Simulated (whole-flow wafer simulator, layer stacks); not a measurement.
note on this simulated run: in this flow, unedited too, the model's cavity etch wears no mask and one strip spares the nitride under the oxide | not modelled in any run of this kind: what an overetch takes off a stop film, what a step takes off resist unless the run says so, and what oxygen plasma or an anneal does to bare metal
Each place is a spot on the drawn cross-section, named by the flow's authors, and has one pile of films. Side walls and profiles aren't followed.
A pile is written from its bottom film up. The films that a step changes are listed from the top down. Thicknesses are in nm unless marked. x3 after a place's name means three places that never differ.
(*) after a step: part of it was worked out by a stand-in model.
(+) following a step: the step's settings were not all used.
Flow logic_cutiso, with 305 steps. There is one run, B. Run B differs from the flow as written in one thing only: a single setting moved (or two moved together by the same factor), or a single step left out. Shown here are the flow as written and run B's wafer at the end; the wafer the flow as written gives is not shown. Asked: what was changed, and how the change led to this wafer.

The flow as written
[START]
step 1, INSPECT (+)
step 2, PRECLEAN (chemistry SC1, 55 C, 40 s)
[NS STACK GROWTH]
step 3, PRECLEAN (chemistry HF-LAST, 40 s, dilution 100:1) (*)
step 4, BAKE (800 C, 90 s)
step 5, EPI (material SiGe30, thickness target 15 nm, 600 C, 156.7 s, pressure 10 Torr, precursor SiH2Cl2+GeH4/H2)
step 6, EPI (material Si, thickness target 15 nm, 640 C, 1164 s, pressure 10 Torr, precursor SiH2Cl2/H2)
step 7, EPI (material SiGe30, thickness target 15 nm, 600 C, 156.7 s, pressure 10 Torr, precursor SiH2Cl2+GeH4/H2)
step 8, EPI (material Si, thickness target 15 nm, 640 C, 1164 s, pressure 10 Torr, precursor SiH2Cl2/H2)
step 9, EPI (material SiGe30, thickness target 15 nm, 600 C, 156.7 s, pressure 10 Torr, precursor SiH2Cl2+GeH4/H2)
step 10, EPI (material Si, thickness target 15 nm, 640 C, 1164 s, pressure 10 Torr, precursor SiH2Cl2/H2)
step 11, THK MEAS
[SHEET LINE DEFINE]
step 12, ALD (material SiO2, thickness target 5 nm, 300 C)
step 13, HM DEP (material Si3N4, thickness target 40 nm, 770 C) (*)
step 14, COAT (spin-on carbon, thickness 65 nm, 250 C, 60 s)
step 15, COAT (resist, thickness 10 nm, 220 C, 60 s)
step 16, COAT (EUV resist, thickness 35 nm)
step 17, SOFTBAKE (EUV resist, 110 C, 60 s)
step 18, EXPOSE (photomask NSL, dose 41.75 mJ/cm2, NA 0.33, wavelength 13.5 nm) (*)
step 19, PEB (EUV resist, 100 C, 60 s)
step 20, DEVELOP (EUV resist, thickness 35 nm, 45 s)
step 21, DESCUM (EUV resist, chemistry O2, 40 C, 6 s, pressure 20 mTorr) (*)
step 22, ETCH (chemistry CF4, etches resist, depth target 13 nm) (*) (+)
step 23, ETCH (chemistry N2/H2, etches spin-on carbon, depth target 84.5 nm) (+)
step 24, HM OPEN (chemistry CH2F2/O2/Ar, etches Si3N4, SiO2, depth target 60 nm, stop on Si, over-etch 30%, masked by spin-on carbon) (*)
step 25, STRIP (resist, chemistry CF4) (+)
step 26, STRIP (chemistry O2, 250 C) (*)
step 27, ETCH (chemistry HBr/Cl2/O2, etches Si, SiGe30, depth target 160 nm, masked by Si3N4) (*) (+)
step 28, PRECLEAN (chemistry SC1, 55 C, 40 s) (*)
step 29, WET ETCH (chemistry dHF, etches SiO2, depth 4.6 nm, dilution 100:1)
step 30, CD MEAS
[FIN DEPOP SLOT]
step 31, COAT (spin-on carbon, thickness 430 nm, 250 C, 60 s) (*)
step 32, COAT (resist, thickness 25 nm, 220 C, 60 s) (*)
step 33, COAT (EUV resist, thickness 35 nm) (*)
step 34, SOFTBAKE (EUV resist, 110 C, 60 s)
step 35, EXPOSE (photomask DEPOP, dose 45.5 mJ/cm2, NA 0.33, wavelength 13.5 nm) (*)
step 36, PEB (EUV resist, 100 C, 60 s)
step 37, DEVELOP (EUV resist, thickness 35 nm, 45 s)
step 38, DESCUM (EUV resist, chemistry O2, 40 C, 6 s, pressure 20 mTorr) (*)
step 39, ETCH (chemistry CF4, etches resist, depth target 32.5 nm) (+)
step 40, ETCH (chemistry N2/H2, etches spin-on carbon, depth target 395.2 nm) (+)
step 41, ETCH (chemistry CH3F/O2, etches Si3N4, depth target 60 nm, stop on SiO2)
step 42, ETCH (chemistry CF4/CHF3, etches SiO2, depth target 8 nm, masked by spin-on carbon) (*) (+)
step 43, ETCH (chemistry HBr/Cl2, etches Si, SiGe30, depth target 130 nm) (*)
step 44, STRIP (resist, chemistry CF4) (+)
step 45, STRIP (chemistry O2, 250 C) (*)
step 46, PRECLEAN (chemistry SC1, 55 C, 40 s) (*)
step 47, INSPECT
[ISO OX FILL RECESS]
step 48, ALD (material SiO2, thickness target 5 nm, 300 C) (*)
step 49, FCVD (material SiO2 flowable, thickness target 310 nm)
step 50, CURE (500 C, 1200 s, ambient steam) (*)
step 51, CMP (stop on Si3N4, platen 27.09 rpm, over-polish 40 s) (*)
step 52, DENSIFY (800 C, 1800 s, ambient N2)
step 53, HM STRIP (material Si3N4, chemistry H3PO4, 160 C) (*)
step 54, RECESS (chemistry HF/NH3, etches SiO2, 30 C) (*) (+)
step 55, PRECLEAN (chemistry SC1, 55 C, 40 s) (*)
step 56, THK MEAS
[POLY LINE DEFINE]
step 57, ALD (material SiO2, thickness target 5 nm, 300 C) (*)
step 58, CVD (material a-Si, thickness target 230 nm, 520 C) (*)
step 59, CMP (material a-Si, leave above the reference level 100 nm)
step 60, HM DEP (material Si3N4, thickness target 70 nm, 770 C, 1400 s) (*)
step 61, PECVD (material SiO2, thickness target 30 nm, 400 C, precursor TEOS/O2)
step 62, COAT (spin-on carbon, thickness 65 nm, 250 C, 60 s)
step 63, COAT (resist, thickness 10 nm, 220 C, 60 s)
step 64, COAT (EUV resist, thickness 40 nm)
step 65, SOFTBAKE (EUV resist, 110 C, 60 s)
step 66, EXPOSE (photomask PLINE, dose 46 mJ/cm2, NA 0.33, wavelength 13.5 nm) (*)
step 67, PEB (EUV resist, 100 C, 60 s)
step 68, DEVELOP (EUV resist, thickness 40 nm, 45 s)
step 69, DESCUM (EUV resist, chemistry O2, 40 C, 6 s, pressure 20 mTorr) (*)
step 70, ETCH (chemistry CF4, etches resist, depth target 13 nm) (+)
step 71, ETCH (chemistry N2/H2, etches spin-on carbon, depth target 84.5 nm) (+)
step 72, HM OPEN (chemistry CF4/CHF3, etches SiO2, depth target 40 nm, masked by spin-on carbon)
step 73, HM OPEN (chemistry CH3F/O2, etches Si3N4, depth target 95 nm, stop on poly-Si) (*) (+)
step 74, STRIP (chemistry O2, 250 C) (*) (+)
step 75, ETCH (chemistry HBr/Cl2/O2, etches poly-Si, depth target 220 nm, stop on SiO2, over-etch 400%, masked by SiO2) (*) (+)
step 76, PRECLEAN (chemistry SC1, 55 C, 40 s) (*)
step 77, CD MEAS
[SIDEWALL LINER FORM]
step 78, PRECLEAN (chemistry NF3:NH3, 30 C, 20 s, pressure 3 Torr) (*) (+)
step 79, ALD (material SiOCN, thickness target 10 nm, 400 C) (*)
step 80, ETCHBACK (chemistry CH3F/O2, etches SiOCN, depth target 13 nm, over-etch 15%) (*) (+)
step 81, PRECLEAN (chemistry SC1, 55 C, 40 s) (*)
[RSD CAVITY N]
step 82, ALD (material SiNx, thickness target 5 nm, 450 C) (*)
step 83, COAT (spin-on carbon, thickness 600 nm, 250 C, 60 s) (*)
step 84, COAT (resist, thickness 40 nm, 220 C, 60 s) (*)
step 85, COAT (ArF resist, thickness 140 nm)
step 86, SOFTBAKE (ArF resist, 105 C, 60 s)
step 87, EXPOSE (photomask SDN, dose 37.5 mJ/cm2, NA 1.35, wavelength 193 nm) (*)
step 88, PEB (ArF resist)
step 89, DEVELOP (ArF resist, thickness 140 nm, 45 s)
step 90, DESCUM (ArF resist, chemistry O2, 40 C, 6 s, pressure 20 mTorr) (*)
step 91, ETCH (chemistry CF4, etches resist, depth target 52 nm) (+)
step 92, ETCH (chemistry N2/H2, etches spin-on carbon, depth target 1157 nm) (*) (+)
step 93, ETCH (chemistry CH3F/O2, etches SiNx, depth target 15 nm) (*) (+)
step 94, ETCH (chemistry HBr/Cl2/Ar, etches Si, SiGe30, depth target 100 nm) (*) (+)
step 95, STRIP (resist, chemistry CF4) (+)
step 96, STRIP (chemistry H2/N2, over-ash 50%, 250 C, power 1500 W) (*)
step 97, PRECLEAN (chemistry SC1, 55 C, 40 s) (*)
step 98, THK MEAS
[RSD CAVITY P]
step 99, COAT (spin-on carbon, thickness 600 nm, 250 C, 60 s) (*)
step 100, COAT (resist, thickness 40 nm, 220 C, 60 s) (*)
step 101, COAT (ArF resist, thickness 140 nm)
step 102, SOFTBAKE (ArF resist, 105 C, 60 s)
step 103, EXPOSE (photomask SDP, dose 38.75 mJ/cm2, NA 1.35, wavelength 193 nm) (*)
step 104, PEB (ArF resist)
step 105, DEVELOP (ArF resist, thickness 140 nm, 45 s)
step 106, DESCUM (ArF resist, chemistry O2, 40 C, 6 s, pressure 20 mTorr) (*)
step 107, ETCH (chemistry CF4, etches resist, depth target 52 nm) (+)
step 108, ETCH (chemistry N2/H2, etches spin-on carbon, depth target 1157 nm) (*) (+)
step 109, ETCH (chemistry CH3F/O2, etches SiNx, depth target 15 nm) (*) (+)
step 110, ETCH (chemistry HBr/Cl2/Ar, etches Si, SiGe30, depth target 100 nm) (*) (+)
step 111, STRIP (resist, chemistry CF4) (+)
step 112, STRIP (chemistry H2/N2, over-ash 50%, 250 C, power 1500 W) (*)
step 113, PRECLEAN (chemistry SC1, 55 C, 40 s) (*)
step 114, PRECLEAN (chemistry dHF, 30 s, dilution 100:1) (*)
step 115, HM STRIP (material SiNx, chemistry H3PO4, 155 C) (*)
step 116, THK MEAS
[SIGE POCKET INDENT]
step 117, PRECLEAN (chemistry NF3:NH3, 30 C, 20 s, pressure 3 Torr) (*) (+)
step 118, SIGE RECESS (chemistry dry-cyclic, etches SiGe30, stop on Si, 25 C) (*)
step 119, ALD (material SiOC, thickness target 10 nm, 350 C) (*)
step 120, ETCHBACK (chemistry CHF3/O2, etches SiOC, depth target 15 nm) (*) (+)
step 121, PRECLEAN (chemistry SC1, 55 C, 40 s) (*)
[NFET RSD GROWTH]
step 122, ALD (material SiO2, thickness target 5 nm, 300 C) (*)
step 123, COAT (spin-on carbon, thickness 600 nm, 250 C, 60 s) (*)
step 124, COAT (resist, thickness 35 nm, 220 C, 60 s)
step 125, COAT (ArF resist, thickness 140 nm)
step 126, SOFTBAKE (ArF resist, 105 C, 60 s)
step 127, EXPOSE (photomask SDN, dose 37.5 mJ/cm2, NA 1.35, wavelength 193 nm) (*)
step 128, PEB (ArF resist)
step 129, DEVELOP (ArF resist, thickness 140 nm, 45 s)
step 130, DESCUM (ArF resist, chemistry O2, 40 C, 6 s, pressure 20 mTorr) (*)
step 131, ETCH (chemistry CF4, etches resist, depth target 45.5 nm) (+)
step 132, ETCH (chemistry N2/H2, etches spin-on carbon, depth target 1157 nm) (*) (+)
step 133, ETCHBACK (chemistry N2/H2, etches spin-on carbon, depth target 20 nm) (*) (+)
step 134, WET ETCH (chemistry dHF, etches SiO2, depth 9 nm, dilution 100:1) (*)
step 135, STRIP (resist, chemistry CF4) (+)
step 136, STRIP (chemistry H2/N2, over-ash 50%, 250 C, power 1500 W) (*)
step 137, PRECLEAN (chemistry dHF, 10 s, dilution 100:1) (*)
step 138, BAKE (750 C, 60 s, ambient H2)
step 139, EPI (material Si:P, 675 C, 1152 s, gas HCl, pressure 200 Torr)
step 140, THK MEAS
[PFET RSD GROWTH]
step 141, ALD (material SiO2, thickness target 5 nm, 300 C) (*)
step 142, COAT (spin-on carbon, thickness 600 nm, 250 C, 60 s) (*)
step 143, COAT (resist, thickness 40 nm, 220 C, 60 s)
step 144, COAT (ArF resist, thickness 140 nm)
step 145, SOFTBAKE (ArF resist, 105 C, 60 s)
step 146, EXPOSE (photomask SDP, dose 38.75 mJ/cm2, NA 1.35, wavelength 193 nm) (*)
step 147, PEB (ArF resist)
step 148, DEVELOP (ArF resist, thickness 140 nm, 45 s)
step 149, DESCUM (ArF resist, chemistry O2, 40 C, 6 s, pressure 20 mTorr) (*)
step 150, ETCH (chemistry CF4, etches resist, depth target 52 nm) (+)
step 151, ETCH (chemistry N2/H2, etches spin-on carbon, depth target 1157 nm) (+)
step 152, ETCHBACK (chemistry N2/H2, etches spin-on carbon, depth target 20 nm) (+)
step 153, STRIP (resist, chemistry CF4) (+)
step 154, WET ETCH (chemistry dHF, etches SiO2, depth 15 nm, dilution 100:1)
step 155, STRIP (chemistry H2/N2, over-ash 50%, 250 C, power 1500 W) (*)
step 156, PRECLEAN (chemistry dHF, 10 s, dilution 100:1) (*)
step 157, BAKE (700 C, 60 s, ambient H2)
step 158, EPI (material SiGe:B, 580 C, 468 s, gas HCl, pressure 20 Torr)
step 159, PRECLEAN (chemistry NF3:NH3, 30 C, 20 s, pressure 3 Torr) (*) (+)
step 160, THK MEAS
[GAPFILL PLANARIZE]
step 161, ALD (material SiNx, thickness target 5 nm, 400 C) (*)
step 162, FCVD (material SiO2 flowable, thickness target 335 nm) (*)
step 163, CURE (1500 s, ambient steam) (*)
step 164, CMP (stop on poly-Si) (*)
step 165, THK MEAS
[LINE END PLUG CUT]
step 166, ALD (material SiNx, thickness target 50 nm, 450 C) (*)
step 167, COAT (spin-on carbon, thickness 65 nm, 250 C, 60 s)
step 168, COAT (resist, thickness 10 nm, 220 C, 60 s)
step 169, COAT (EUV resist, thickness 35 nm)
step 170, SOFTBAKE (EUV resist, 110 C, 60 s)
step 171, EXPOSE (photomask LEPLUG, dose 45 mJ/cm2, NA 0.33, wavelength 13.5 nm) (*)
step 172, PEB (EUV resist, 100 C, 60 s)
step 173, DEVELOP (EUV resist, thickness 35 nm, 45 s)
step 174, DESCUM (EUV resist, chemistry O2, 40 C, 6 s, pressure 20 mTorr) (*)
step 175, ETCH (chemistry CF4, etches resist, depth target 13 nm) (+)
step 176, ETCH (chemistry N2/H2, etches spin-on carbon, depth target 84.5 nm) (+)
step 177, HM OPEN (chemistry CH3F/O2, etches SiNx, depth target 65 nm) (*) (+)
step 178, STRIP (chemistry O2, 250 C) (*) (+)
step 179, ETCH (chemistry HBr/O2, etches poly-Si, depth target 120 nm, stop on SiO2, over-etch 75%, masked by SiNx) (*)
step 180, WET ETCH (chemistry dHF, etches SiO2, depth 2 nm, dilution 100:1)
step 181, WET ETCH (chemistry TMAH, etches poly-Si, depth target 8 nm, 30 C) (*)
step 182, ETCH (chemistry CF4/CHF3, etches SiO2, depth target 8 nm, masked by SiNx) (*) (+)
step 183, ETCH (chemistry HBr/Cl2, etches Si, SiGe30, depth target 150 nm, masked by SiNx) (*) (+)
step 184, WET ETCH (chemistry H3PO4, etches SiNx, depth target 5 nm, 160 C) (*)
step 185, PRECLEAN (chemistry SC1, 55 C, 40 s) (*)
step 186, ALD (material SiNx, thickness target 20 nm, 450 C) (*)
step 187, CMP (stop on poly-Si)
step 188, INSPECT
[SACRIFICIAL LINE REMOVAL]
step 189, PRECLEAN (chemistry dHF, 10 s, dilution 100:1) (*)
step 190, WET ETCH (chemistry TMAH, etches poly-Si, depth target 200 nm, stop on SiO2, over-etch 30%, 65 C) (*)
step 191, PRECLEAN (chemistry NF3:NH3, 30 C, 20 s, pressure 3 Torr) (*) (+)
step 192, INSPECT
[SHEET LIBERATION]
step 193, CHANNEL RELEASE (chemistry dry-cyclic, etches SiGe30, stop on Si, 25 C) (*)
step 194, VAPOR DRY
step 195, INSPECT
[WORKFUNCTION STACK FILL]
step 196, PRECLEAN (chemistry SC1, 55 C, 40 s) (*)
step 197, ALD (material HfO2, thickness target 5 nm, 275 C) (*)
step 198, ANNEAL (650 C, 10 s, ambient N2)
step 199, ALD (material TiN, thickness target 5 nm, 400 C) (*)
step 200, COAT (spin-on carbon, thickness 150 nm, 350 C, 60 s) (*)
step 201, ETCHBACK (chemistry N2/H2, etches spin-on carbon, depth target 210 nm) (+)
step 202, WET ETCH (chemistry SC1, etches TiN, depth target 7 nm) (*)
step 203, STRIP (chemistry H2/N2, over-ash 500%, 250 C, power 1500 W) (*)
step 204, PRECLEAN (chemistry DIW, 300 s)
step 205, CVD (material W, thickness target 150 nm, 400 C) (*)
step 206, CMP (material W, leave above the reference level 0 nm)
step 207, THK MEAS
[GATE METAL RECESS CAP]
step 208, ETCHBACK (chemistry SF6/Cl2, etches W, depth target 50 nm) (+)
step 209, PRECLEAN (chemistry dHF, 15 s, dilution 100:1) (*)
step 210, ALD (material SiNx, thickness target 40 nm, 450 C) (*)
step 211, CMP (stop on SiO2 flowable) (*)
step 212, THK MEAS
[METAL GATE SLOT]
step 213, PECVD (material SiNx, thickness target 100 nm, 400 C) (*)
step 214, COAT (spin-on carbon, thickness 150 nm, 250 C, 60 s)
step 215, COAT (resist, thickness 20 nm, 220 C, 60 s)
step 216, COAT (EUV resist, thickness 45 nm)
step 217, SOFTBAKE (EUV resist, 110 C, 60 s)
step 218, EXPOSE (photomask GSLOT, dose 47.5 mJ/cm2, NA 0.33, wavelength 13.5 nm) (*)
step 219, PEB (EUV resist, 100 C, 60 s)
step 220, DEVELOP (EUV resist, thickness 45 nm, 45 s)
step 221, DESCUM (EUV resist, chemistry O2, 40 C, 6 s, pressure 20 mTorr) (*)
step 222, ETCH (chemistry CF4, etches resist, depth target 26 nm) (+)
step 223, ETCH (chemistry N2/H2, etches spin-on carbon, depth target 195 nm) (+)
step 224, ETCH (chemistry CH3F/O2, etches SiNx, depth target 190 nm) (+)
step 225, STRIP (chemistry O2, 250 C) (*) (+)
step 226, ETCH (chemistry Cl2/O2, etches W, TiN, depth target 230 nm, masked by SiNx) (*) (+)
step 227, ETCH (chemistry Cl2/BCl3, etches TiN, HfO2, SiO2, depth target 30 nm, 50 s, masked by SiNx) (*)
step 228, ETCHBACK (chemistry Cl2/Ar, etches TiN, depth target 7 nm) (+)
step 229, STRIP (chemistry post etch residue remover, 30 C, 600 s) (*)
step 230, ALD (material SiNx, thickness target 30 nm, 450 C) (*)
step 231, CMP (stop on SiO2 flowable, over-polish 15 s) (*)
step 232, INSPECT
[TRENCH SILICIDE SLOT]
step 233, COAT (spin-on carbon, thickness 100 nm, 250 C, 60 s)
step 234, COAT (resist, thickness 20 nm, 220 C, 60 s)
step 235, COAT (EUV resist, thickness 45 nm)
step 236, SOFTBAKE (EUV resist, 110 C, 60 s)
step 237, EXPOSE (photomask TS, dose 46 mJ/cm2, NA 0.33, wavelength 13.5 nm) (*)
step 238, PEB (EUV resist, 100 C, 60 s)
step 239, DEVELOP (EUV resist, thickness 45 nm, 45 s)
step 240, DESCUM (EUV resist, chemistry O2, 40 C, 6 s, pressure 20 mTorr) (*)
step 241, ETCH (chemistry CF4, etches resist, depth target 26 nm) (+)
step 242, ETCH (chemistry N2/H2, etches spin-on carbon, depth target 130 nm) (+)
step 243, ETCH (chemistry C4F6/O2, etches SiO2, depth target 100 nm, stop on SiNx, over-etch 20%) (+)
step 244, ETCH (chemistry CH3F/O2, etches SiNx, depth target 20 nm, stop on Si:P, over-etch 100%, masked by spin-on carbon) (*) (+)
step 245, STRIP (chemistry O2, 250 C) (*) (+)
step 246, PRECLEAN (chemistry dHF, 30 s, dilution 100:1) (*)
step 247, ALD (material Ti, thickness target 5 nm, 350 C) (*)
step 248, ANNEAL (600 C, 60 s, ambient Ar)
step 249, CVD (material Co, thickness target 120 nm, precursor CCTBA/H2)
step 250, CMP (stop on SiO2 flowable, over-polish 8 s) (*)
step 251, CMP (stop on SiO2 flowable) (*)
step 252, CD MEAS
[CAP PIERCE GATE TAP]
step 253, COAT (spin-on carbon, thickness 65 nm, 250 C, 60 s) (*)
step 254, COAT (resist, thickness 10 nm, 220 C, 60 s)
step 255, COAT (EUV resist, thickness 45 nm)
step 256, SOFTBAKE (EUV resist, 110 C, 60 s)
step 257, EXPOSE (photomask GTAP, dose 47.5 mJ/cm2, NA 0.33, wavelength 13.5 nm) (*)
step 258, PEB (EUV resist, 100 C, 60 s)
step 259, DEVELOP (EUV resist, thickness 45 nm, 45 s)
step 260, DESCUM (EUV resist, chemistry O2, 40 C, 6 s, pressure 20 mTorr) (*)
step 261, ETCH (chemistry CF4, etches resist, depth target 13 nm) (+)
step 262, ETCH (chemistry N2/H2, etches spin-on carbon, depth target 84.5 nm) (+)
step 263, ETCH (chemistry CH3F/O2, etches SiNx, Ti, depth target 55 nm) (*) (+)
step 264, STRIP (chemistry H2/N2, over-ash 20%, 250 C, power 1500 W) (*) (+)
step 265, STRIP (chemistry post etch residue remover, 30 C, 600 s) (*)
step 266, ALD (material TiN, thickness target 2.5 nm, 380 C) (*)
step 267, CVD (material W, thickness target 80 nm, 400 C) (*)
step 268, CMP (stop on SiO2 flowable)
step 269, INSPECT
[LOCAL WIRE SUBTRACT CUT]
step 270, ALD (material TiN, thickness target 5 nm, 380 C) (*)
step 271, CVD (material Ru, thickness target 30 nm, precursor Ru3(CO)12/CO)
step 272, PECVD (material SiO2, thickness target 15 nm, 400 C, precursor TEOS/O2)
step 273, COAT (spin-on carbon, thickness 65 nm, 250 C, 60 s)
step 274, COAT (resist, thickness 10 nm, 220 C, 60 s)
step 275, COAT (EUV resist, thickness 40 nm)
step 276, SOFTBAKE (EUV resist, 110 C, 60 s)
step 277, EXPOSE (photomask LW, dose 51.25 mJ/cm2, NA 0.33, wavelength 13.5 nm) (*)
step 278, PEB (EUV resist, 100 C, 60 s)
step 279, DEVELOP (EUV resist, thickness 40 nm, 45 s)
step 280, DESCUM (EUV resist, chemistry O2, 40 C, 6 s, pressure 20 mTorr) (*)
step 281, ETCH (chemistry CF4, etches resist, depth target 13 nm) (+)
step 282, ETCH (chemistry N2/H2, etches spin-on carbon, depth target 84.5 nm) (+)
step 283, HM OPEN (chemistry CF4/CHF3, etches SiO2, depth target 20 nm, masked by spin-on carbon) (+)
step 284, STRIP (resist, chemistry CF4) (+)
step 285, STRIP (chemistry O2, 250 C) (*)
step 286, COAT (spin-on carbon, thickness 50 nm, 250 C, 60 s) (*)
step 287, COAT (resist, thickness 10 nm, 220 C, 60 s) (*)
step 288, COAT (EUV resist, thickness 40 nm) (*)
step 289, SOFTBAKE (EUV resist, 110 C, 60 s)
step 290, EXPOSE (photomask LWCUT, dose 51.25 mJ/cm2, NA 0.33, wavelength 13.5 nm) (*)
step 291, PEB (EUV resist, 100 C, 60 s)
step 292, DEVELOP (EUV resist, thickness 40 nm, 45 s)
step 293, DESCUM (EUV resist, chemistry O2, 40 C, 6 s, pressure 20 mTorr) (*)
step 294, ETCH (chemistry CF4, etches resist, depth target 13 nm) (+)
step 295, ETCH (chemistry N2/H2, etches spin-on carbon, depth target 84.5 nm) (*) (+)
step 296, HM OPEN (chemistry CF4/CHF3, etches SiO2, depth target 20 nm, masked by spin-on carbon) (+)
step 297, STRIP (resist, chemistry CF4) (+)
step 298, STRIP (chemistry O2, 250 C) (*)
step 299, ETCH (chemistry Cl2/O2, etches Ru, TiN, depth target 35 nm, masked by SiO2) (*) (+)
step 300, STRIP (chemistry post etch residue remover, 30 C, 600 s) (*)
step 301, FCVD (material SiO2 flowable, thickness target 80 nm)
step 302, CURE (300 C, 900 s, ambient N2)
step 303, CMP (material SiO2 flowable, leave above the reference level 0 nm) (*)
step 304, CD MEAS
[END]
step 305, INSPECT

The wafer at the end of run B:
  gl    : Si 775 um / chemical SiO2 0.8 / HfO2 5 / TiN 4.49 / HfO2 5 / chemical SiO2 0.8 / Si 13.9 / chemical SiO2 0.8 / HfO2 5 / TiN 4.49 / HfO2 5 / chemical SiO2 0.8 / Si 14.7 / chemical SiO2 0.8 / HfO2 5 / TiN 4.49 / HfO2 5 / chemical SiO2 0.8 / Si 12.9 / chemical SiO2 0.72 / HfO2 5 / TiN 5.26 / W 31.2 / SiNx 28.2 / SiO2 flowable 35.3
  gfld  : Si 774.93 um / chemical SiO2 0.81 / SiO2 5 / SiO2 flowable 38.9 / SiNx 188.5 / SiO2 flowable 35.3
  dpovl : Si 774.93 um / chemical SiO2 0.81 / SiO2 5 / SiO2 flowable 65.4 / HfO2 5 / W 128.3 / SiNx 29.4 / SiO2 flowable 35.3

What caused this: step 8, EPI: 1223 s was run, while the flow as written has 1164 s.

How this came from the change, step by step:
  step 8, EPI (material Si, thickness target 15 nm, 640 C, 1164 s, pressure 10 Torr, precursor SiH2Cl2/H2)
      depop, dpovl, gfld and 19 more: +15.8 Si (new film) (in the flow as written it would be: +15 Si (new film))
  step 27, ETCH (chemistry HBr/Cl2/O2, etches Si, SiGe30, depth target 160 nm, masked by Si3N4) (*) (+)
      gfld, gxf, iso, lnri: -0.79 chemical SiO2 (all of it), -11.4 Si (all of it), -15 SiGe30 (all of it), -15.8 Si (all of it), -15 SiGe30 (all of it), -15 Si (all of it), -15 SiGe30 (all of it), -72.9 Si (in the flow as written it would be: -0.79 chemical SiO2 (all of it), -11.4 Si (all of it), -15 SiGe30 (all of it), -15 Si (all of it), -15 SiGe30 (all of it), -15 Si (all of it), -15 SiGe30 (all of it), -73.6 Si)
      dpovl, nsgap: -0.79 chemical SiO2 (all of it), -11.8 Si (all of it), -15 SiGe30 (all of it), -15.8 Si (all of it), -15 SiGe30 (all of it), -15 Si (all of it), -15 SiGe30 (all of it), -72.5 Si (in the flow as written it would be: -0.79 chemical SiO2 (all of it), -11.8 Si (all of it), -15 SiGe30 (all of it), -15 Si (all of it), -15 SiGe30 (all of it), -15 Si (all of it), -15 SiGe30 (all of it), -73.2 Si)
      (also at 1 further place)
  step 43, ETCH (chemistry HBr/Cl2, etches Si, SiGe30, depth target 130 nm) (*)
      depop: -14 Si (all of it), -15 SiGe30 (all of it), -15.8 Si (all of it), -15 SiGe30 (all of it), -15 Si (all of it), -15 SiGe30 (all of it), -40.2 Si (in the flow as written it would be: -14 Si (all of it), -15 SiGe30 (all of it), -15 Si (all of it), -15 SiGe30 (all of it), -15 Si (all of it), -15 SiGe30 (all of it), -41 Si)
  step 94, ETCH (chemistry HBr/Cl2/Ar, etches Si, SiGe30, depth target 100 nm) (*) (+)
      rsdn, rsdx: -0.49 chemical SiO2 (all of it), -12.8 Si (all of it), -15 SiGe30 (all of it), -15.8 Si (all of it), -15 SiGe30 (all of it), -15 Si (all of it), -15 SiGe30 (all of it), -11.4 Si (in the flow as written it would be: -0.49 chemical SiO2 (all of it), -12.8 Si (all of it), -15 SiGe30 (all of it), -15 Si (all of it), -15 SiGe30 (all of it), -15 Si (all of it), -15 SiGe30 (all of it), -12.2 Si)
  step 110, ETCH (chemistry HBr/Cl2/Ar, etches Si, SiGe30, depth target 100 nm) (*) (+)
      rsdp, rsdw: -0.49 chemical SiO2 (all of it), -12.8 Si (all of it), -15 SiGe30 (all of it), -15.8 Si (all of it), -15 SiGe30 (all of it), -15 Si (all of it), -15 SiGe30 (all of it), -11.4 Si (in the flow as written it would be: -0.49 chemical SiO2 (all of it), -12.8 Si (all of it), -15 SiGe30 (all of it), -15 Si (all of it), -15 SiGe30 (all of it), -15 Si (all of it), -15 SiGe30 (all of it), -12.2 Si)
  step 183, ETCH (chemistry HBr/Cl2, etches Si, SiGe30, depth target 150 nm, masked by SiNx) (*) (+)
      plug: -13.6 Si (all of it), -15 SiGe30 (all of it), -15.8 Si (all of it), -15 SiGe30 (all of it), -15 Si (all of it), -15 SiGe30 (all of it), -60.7 Si (in the flow as written it would be: -13.6 Si (all of it), -15 SiGe30 (all of it), -15 Si (all of it), -15 SiGe30 (all of it), -15 Si (all of it), -15 SiGe30 (all of it), -61.4 Si)
